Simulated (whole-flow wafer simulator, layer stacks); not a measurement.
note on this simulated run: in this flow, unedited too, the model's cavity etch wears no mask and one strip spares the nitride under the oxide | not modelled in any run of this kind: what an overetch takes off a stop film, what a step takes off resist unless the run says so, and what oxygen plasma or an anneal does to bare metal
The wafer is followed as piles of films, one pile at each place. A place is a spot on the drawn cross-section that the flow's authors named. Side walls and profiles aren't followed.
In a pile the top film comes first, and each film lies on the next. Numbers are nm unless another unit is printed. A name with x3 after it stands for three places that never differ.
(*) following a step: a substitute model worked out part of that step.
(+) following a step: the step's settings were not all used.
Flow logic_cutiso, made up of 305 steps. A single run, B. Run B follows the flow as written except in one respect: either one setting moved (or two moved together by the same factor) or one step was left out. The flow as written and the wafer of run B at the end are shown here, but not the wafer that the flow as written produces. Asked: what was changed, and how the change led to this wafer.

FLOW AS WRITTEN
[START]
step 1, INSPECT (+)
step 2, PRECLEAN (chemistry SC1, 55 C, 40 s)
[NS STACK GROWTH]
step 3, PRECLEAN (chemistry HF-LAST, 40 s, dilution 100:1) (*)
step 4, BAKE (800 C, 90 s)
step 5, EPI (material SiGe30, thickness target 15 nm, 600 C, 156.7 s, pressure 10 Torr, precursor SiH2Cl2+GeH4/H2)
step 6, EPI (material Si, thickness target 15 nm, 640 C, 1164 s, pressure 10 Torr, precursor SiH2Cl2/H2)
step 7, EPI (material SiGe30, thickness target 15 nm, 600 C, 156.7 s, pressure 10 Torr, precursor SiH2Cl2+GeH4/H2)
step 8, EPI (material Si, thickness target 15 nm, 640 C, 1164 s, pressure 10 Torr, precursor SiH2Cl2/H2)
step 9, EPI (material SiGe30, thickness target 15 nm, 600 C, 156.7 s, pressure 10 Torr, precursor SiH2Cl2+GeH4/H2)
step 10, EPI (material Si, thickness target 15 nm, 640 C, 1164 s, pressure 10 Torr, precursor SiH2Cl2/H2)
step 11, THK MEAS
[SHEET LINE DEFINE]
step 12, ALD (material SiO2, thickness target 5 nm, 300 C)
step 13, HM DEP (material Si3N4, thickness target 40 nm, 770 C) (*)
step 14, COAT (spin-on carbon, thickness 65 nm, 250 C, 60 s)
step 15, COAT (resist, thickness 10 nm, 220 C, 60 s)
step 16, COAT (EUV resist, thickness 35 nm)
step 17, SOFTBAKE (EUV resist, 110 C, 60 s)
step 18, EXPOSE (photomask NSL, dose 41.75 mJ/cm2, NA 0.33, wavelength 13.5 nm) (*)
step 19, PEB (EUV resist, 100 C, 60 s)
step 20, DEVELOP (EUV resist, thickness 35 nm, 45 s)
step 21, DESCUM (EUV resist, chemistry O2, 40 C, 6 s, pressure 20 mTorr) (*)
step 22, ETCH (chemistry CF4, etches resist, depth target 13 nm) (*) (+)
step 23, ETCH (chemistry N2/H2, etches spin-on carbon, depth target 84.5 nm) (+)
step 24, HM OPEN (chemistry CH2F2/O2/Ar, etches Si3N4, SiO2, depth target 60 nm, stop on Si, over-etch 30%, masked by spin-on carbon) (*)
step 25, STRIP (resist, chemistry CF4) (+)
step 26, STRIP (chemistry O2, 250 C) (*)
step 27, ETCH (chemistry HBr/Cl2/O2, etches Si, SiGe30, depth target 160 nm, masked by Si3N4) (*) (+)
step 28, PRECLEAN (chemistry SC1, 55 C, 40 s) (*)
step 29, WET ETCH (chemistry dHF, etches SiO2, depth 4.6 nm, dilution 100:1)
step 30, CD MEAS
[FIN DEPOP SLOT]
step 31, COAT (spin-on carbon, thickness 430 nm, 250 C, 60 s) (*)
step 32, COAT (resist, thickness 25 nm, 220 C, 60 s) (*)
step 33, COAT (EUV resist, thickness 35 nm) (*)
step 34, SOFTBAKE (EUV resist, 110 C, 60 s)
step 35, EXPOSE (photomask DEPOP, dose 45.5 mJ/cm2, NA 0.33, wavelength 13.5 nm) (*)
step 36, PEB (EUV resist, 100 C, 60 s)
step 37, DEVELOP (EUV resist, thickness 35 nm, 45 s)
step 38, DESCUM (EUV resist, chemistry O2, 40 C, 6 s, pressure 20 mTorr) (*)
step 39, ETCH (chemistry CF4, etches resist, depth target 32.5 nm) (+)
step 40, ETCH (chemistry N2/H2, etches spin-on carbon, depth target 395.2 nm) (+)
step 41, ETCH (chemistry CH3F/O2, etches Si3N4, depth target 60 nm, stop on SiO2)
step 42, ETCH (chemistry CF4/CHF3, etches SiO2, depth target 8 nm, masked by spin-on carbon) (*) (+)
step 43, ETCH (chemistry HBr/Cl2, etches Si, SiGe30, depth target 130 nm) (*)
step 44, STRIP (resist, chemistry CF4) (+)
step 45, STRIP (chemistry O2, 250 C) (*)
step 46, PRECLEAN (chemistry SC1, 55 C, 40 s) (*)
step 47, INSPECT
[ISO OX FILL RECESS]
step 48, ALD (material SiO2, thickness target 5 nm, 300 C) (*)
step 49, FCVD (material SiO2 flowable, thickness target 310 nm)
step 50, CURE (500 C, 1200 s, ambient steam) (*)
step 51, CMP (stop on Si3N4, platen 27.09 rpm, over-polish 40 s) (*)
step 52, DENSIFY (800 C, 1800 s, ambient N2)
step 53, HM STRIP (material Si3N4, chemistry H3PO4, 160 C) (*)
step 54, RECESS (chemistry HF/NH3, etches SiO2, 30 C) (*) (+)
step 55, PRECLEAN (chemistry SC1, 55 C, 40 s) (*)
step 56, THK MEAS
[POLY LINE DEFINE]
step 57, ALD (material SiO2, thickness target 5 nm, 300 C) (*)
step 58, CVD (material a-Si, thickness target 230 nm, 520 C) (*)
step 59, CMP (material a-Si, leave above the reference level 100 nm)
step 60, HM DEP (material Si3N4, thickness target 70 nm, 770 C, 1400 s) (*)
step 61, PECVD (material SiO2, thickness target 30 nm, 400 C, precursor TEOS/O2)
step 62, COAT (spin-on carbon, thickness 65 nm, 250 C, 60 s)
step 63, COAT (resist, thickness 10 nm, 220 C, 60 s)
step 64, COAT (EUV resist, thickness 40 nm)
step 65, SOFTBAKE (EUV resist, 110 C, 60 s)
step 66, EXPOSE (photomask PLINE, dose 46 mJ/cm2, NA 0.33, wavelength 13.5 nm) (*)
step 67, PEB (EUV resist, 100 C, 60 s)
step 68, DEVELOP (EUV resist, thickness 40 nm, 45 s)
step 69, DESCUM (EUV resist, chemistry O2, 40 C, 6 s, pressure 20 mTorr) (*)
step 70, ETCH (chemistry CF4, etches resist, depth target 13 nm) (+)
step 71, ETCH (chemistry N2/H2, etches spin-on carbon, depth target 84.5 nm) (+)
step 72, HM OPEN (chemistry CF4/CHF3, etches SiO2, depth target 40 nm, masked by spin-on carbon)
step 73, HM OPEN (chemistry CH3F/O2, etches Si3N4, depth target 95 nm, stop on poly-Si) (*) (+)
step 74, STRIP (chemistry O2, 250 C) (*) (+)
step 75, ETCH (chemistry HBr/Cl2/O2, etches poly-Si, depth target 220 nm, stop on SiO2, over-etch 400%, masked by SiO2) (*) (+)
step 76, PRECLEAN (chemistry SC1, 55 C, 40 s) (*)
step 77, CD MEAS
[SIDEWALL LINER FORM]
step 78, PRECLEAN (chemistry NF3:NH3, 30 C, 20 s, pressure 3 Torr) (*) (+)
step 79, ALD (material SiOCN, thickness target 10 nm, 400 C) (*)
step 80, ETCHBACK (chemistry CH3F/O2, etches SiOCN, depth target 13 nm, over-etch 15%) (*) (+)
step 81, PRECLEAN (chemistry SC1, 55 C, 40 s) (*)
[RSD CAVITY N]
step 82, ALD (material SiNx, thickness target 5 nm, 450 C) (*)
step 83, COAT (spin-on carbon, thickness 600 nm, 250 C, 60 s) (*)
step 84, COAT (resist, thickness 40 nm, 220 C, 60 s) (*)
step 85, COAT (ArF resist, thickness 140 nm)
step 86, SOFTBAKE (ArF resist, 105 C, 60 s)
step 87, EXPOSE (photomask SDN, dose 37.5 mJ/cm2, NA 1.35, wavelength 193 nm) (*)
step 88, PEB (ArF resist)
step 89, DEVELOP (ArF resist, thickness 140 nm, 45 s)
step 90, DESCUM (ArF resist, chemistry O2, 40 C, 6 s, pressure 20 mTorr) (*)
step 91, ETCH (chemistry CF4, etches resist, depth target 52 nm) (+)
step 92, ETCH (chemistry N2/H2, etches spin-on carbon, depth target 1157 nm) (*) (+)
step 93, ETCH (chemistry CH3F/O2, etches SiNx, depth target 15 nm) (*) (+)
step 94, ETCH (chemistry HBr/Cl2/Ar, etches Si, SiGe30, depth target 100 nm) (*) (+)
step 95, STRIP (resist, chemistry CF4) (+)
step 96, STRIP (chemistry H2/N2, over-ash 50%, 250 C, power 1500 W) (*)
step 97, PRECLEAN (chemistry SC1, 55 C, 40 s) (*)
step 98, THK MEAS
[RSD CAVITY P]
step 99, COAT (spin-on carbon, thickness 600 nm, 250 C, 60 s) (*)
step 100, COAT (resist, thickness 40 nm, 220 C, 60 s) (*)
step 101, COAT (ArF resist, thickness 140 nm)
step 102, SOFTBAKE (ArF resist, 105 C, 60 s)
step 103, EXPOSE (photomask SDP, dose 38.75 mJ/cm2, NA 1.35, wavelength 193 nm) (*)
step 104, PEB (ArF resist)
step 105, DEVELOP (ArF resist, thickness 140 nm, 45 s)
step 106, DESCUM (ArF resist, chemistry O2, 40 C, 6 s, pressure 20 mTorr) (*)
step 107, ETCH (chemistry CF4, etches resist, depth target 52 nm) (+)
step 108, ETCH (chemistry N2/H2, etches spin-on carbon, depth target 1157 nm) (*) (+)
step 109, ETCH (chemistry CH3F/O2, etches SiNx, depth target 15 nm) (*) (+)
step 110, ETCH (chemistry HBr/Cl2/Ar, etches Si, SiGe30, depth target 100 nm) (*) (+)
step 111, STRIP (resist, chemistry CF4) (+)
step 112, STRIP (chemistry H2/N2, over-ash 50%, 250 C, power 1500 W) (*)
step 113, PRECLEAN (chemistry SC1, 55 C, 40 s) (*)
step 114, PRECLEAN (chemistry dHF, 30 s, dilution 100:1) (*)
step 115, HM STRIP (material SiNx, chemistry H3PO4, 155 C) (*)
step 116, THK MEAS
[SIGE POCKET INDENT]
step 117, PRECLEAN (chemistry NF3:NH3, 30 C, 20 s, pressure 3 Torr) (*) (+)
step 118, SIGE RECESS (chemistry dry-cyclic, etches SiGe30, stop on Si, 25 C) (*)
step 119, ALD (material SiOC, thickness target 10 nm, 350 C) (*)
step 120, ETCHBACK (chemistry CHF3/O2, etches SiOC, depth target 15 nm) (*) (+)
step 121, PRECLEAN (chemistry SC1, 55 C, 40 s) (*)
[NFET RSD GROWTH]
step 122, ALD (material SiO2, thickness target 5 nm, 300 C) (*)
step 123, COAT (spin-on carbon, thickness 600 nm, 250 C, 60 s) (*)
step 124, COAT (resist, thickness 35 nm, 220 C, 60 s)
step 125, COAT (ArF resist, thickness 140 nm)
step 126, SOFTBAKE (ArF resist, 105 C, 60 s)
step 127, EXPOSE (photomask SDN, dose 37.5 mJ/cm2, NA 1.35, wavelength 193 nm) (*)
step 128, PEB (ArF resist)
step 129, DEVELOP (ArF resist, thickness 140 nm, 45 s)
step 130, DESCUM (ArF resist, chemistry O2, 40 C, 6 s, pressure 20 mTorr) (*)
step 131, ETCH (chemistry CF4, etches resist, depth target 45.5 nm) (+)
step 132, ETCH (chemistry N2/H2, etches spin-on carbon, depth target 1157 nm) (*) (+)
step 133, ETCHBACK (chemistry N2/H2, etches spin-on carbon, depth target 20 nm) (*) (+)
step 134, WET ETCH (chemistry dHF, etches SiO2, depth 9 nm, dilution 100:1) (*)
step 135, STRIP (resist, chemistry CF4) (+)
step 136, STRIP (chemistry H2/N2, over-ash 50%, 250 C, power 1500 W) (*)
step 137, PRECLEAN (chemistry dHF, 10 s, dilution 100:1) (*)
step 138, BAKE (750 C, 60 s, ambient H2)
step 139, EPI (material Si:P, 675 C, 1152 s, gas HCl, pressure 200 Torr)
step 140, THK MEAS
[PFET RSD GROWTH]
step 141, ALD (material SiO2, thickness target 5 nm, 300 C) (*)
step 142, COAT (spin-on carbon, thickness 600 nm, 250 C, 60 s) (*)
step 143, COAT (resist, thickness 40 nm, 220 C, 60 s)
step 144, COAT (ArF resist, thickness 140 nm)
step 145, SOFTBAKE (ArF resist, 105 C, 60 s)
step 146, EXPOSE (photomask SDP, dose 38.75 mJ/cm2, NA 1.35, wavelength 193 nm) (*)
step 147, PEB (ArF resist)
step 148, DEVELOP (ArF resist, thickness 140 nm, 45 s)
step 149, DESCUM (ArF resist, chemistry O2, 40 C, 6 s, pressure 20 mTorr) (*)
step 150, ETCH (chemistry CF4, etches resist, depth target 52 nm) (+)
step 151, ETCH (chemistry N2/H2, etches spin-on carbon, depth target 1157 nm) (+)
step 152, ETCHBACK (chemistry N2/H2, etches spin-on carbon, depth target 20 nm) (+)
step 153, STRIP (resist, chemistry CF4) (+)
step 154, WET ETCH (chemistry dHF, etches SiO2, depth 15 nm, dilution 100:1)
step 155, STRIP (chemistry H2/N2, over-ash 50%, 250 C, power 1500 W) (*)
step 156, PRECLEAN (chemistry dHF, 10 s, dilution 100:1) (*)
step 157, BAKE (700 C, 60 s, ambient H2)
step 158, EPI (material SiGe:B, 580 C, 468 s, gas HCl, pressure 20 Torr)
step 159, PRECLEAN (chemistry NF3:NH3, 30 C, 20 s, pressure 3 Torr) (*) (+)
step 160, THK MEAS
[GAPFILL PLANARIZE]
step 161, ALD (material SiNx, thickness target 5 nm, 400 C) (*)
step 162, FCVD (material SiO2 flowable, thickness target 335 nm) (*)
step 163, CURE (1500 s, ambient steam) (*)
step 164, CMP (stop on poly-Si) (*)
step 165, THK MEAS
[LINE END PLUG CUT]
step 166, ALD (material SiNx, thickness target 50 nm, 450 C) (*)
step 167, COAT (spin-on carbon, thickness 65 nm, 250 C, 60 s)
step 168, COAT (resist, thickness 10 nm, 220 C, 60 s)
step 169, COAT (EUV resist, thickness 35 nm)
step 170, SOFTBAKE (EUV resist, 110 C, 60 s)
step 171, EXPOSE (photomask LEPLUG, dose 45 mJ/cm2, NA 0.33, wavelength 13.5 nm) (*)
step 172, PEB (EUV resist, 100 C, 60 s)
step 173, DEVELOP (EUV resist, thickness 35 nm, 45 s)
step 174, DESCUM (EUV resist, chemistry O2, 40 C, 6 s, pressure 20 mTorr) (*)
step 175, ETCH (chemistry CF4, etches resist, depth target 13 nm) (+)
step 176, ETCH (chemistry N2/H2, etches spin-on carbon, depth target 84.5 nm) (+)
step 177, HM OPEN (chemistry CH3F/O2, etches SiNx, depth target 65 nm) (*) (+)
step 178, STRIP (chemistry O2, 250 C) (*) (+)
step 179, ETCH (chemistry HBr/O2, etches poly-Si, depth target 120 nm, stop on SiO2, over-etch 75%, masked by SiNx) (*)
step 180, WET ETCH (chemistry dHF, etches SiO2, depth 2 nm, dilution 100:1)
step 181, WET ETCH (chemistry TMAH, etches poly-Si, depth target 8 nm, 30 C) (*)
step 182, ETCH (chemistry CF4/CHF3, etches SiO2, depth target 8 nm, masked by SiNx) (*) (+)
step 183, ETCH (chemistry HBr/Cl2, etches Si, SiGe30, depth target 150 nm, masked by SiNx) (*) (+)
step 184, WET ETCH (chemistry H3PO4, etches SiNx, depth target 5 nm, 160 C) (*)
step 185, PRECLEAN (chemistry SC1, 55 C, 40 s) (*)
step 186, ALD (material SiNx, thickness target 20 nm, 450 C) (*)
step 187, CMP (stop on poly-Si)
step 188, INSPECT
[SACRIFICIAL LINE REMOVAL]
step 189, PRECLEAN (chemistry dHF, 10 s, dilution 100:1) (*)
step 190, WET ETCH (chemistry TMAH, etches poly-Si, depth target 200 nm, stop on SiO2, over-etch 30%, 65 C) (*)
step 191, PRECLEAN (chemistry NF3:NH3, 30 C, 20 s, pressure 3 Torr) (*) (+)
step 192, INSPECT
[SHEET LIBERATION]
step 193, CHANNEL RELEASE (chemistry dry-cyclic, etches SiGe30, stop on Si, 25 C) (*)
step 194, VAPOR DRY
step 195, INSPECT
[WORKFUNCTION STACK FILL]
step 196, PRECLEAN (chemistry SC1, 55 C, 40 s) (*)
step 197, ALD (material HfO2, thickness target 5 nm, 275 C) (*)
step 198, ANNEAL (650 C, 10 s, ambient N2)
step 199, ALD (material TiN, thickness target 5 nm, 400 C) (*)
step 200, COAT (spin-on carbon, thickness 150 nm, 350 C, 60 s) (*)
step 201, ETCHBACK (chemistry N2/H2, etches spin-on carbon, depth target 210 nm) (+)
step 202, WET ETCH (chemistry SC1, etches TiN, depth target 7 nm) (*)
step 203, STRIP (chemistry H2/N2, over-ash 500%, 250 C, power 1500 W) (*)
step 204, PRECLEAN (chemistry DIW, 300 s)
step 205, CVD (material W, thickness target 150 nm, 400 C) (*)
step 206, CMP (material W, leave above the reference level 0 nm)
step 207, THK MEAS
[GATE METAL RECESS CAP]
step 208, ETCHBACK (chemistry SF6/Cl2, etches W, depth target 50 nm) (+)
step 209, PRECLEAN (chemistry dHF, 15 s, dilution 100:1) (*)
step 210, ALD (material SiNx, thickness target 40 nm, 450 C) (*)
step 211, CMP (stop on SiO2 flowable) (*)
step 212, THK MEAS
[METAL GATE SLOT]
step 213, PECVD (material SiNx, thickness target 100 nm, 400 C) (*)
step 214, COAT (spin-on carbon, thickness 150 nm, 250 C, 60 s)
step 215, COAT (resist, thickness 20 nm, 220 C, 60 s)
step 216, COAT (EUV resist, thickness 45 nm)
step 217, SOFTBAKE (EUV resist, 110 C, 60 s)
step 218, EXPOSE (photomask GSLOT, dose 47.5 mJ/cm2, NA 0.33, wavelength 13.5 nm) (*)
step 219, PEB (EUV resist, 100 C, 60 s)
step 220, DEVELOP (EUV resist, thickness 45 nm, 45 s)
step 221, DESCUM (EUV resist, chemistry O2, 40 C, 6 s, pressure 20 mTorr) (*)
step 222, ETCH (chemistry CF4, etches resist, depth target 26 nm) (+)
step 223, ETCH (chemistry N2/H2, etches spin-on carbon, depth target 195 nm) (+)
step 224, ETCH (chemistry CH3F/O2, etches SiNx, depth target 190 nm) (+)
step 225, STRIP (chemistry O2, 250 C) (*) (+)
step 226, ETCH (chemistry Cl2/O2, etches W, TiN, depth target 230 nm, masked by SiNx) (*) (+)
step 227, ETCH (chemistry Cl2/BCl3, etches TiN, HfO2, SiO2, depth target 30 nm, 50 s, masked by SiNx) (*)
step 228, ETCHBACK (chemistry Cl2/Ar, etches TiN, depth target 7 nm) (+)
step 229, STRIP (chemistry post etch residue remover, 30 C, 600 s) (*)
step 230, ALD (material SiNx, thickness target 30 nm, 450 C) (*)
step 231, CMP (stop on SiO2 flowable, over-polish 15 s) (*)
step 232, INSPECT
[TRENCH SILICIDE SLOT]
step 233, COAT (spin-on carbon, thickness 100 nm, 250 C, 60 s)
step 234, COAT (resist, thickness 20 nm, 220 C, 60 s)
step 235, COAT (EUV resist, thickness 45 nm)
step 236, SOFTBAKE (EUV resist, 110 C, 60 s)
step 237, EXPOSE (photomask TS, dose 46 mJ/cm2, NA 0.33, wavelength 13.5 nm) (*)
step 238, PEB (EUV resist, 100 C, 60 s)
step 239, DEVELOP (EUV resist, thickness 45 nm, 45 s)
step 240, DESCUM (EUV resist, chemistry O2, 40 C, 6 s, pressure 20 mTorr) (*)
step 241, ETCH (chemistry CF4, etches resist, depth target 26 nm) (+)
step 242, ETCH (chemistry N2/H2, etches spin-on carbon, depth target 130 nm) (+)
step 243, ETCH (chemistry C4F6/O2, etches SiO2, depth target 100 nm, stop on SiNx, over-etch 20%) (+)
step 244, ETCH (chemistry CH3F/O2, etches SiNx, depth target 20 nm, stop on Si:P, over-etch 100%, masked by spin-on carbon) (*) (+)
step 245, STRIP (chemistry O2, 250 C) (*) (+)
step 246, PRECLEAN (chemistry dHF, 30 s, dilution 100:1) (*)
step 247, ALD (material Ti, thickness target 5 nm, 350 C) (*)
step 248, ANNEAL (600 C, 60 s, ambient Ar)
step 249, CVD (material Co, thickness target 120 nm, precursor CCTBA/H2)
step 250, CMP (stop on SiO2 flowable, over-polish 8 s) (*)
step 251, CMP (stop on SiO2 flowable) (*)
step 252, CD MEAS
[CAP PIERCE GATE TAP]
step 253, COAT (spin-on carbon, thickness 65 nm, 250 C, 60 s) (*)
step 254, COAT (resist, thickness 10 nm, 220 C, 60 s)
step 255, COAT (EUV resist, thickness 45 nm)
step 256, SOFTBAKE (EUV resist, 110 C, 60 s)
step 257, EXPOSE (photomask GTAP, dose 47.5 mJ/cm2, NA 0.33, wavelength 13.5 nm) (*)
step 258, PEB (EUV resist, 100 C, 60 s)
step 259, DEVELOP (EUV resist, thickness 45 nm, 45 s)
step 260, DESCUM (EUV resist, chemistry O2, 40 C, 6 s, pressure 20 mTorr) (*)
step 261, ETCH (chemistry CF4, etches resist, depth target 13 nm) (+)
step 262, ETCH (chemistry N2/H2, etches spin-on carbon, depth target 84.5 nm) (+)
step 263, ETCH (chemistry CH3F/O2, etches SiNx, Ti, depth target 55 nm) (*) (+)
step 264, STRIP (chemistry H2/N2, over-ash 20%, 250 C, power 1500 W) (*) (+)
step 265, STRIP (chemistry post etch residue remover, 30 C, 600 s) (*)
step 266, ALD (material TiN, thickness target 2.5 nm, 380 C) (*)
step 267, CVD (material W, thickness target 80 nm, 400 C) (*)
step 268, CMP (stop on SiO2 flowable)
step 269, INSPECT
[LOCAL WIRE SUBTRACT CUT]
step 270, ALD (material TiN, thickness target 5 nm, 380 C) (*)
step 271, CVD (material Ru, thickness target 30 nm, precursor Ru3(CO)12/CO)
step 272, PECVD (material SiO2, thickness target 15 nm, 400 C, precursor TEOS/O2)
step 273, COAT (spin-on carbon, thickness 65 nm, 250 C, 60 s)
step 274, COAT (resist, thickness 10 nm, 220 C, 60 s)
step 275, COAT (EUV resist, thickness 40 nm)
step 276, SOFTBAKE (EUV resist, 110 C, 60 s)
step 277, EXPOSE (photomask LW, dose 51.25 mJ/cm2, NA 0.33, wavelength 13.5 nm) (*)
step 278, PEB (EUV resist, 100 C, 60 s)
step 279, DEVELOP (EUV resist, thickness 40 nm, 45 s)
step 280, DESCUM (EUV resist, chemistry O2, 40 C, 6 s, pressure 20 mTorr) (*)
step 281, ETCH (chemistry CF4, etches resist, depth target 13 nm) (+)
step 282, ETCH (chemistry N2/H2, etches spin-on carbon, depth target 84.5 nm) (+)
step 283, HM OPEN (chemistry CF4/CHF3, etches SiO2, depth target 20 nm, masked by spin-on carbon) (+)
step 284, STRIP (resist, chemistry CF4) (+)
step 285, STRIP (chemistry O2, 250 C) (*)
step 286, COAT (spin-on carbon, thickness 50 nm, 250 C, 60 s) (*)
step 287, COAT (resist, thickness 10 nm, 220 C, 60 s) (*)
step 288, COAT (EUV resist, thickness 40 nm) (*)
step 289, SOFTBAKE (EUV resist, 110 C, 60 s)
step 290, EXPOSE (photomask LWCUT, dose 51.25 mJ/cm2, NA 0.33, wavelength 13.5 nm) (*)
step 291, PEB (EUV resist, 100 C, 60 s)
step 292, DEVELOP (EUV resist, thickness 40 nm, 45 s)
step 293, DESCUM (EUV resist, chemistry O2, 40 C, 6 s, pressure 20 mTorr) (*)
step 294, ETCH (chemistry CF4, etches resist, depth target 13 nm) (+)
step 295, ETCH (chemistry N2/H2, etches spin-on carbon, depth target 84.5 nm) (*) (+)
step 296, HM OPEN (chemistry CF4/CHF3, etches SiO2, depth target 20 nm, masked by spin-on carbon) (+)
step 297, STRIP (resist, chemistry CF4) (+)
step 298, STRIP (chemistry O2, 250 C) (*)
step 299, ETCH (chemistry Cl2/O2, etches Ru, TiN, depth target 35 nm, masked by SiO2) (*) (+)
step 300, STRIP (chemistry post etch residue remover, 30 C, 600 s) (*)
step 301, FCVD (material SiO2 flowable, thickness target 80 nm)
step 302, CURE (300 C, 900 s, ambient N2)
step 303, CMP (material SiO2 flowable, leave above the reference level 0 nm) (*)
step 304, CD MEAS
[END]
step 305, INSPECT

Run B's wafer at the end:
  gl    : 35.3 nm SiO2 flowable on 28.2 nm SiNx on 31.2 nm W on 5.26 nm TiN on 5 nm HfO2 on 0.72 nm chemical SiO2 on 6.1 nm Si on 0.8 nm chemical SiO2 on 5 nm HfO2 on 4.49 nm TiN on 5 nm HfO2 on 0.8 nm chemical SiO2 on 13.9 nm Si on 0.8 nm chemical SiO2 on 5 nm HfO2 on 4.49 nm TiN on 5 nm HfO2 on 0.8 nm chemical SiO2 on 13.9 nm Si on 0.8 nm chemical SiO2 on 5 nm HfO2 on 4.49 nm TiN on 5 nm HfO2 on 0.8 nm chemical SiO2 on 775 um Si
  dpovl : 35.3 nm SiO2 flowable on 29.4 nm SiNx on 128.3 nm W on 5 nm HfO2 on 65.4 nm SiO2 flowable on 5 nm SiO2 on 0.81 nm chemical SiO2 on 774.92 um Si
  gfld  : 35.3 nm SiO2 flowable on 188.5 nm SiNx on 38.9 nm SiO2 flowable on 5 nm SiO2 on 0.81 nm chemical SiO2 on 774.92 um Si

What caused this: step 10, EPI: 640.4 s was run, whereas the flow has 1164 s.

How this came from the change, step by step:
  step 10, EPI (material Si, thickness target 15 nm, 640 C, 1164 s, pressure 10 Torr, precursor SiH2Cl2/H2)
      depop, dpovl, gfld and 19 more: Si gains 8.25 (new film) (as written it would have been: Si gains 15 (new film))
  step 27, ETCH (chemistry HBr/Cl2/O2, etches Si, SiGe30, depth target 160 nm, masked by Si3N4) (*) (+)
      gfld, gxf, iso, lnri: chemical SiO2 loses 0.79 (all of it), Si loses 4.6 (all of it), SiGe30 loses 15 (all of it), Si loses 15 (all of it), SiGe30 loses 15 (all of it), Si loses 15 (all of it), SiGe30 loses 15 (all of it), Si loses 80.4 (as written it would have been: chemical SiO2 loses 0.79 (all of it), Si loses 11.4 (all of it), SiGe30 loses 15 (all of it), Si loses 15 (all of it), SiGe30 loses 15 (all of it), Si loses 15 (all of it), SiGe30 loses 15 (all of it), Si loses 73.6)
      dpovl, nsgap: chemical SiO2 loses 0.79 (all of it), Si loses 5 (all of it), SiGe30 loses 15 (all of it), Si loses 15 (all of it), SiGe30 loses 15 (all of it), Si loses 15 (all of it), SiGe30 loses 15 (all of it), Si loses 80 (as written it would have been: chemical SiO2 loses 0.79 (all of it), Si loses 11.8 (all of it), SiGe30 loses 15 (all of it), Si loses 15 (all of it), SiGe30 loses 15 (all of it), Si loses 15 (all of it), SiGe30 loses 15 (all of it), Si loses 73.2)
      (as well as at 1 more place)
  step 43, ETCH (chemistry HBr/Cl2, etches Si, SiGe30, depth target 130 nm) (*)
      depop: Si loses 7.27 (all of it), SiGe30 loses 15 (all of it), Si loses 15 (all of it), SiGe30 loses 15 (all of it), Si loses 15 (all of it), SiGe30 loses 15 (all of it), Si loses 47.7 (as written it would have been: Si loses 14 (all of it), SiGe30 loses 15 (all of it), Si loses 15 (all of it), SiGe30 loses 15 (all of it), Si loses 15 (all of it), SiGe30 loses 15 (all of it), Si loses 41)
  step 94, ETCH (chemistry HBr/Cl2/Ar, etches Si, SiGe30, depth target 100 nm) (*) (+)
      rsdn, rsdx: chemical SiO2 loses 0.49 (all of it), Si loses 6.07 (all of it), SiGe30 loses 15 (all of it), Si loses 15 (all of it), SiGe30 loses 15 (all of it), Si loses 15 (all of it), SiGe30 loses 15 (all of it), Si loses 18.9 (as written it would have been: chemical SiO2 loses 0.49 (all of it), Si loses 12.8 (all of it), SiGe30 loses 15 (all of it), Si loses 15 (all of it), SiGe30 loses 15 (all of it), Si loses 15 (all of it), SiGe30 loses 15 (all of it), Si loses 12.2)
  step 110, ETCH (chemistry HBr/Cl2/Ar, etches Si, SiGe30, depth target 100 nm) (*) (+)
      rsdp, rsdw: chemical SiO2 loses 0.49 (all of it), Si loses 6.07 (all of it), SiGe30 loses 15 (all of it), Si loses 15 (all of it), SiGe30 loses 15 (all of it), Si loses 15 (all of it), SiGe30 loses 15 (all of it), Si loses 18.9 (as written it would have been: chemical SiO2 loses 0.49 (all of it), Si loses 12.8 (all of it), SiGe30 loses 15 (all of it), Si loses 15 (all of it), SiGe30 loses 15 (all of it), Si loses 15 (all of it), SiGe30 loses 15 (all of it), Si loses 12.2)
  step 183, ETCH (chemistry HBr/Cl2, etches Si, SiGe30, depth target 150 nm, masked by SiNx) (*) (+)
      plug: Si loses 6.8 (all of it), SiGe30 loses 15 (all of it), Si loses 15 (all of it), SiGe30 loses 15 (all of it), Si loses 15 (all of it), SiGe30 loses 15 (all of it), Si loses 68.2 (as written it would have been: Si loses 13.6 (all of it), SiGe30 loses 15 (all of it), Si loses 15 (all of it), SiGe30 loses 15 (all of it), Si loses 15 (all of it), SiGe30 loses 15 (all of it), Si loses 61.4)
